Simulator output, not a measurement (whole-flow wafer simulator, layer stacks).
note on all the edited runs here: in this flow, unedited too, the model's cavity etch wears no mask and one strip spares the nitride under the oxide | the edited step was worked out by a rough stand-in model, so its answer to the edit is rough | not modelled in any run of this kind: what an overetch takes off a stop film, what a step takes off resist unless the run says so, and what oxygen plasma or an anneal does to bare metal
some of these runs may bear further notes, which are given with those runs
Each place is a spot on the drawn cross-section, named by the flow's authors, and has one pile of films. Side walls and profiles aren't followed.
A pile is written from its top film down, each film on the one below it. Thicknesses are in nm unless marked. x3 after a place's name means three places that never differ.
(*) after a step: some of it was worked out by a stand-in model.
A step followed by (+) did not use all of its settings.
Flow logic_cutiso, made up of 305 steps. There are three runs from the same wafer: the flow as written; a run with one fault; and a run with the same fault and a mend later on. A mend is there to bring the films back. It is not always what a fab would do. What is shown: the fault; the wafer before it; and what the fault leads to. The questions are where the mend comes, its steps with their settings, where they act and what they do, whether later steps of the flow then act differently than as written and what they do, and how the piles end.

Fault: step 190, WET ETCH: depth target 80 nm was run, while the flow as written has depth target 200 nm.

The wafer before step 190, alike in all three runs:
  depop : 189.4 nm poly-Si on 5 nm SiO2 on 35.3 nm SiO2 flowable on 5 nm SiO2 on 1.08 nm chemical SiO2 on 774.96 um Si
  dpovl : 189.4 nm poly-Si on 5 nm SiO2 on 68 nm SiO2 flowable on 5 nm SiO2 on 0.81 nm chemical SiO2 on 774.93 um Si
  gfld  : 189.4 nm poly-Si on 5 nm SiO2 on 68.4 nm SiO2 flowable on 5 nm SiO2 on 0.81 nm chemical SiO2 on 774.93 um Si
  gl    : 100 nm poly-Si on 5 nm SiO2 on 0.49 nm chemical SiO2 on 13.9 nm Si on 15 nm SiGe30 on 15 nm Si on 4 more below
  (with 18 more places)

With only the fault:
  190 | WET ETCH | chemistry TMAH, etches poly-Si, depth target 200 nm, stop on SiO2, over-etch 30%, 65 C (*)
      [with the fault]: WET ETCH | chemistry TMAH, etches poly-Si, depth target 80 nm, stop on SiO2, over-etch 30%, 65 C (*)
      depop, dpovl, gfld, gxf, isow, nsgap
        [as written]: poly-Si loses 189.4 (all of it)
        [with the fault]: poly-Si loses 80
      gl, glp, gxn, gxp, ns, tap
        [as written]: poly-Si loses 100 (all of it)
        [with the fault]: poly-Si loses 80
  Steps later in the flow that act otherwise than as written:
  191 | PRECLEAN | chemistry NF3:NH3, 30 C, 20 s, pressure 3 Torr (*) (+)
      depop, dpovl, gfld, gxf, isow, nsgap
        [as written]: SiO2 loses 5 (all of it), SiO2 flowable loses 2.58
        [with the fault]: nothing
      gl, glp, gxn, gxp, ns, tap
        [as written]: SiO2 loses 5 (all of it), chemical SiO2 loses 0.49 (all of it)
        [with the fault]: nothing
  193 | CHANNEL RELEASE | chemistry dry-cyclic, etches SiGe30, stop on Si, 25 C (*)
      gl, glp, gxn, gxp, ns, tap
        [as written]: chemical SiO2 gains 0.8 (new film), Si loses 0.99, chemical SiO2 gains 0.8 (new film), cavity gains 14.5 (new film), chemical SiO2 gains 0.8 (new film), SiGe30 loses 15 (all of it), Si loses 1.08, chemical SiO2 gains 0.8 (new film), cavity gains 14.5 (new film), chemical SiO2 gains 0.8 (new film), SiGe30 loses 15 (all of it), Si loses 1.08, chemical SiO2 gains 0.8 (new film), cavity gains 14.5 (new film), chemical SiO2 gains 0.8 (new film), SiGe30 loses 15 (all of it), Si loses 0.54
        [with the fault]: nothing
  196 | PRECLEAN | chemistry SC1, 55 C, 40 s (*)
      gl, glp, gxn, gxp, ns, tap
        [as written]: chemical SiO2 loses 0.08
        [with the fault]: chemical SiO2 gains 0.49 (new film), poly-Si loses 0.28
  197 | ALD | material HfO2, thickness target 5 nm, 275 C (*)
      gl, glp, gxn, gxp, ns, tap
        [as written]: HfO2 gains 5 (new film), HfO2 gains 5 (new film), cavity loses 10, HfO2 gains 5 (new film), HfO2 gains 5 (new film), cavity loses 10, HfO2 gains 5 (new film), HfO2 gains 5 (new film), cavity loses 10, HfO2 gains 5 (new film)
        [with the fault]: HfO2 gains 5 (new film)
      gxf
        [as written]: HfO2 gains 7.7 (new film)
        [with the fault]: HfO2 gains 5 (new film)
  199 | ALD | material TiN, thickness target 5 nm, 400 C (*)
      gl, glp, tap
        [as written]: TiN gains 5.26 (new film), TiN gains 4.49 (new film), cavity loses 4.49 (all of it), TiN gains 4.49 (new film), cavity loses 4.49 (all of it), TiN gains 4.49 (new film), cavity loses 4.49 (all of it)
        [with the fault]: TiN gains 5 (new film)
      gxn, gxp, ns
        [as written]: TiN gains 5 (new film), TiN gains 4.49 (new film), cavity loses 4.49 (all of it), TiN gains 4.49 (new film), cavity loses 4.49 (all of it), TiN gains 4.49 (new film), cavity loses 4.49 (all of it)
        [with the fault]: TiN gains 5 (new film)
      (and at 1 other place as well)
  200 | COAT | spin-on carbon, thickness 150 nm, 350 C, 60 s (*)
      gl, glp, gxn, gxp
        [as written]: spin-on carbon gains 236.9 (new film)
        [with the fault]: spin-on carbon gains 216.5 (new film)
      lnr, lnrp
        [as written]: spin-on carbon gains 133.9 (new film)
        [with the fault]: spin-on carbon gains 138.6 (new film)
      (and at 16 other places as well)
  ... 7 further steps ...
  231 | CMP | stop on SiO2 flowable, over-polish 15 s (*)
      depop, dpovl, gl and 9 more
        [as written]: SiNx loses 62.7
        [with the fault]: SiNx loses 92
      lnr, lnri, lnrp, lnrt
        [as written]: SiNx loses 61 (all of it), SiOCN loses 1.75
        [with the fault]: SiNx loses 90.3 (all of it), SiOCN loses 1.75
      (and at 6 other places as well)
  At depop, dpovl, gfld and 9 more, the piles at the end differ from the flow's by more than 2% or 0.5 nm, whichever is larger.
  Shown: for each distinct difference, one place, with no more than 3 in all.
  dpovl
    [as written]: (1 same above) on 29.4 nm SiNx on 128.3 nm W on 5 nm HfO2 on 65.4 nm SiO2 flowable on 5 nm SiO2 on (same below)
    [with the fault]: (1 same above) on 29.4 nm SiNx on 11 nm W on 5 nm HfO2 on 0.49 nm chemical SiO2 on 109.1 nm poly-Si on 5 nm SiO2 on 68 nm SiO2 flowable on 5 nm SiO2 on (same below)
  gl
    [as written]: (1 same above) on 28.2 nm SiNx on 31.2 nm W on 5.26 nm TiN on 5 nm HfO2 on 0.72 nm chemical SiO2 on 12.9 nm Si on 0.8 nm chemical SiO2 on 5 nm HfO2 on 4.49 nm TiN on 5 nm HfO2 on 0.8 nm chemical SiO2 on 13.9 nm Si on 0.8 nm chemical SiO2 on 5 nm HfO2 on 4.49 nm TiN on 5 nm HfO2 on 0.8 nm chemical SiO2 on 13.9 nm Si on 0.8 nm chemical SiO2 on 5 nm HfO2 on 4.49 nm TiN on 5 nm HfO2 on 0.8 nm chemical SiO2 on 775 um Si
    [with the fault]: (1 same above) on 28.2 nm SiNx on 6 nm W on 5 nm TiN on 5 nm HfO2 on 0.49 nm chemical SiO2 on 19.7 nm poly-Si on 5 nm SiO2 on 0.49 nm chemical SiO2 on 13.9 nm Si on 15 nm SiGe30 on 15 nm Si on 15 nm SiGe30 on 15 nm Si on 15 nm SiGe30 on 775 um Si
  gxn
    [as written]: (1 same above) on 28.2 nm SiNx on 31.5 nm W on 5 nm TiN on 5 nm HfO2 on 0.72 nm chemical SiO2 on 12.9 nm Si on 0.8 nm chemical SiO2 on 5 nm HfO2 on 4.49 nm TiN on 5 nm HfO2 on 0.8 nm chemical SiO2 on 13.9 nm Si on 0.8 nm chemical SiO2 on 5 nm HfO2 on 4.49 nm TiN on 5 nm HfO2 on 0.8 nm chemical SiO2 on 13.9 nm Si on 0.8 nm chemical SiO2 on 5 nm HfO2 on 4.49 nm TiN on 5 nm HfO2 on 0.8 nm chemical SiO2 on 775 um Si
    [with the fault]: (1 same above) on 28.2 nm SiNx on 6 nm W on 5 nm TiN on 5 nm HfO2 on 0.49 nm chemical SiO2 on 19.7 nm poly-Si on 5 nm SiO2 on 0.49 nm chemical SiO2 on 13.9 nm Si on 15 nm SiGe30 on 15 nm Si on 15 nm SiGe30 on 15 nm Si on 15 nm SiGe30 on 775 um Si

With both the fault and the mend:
  The mend follows step 190.
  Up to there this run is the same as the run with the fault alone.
  190a | WET ETCH | chemistry TMAH, etches poly-Si, depth target 120 nm, stop on SiO2, over-etch 30%, 65 C (*) (the flow's step 190, run once more with other settings)
      depop, dpovl, gfld, gxf, isow, nsgap
        poly-Si loses 109.4 (all of it)
      gl, glp, gxn, gxp, ns, tap
        poly-Si loses 20 (all of it)
  Later steps of the flow that are run all act as written at every place that is followed.
  At every place that both follow, the piles at the end match the flow's.
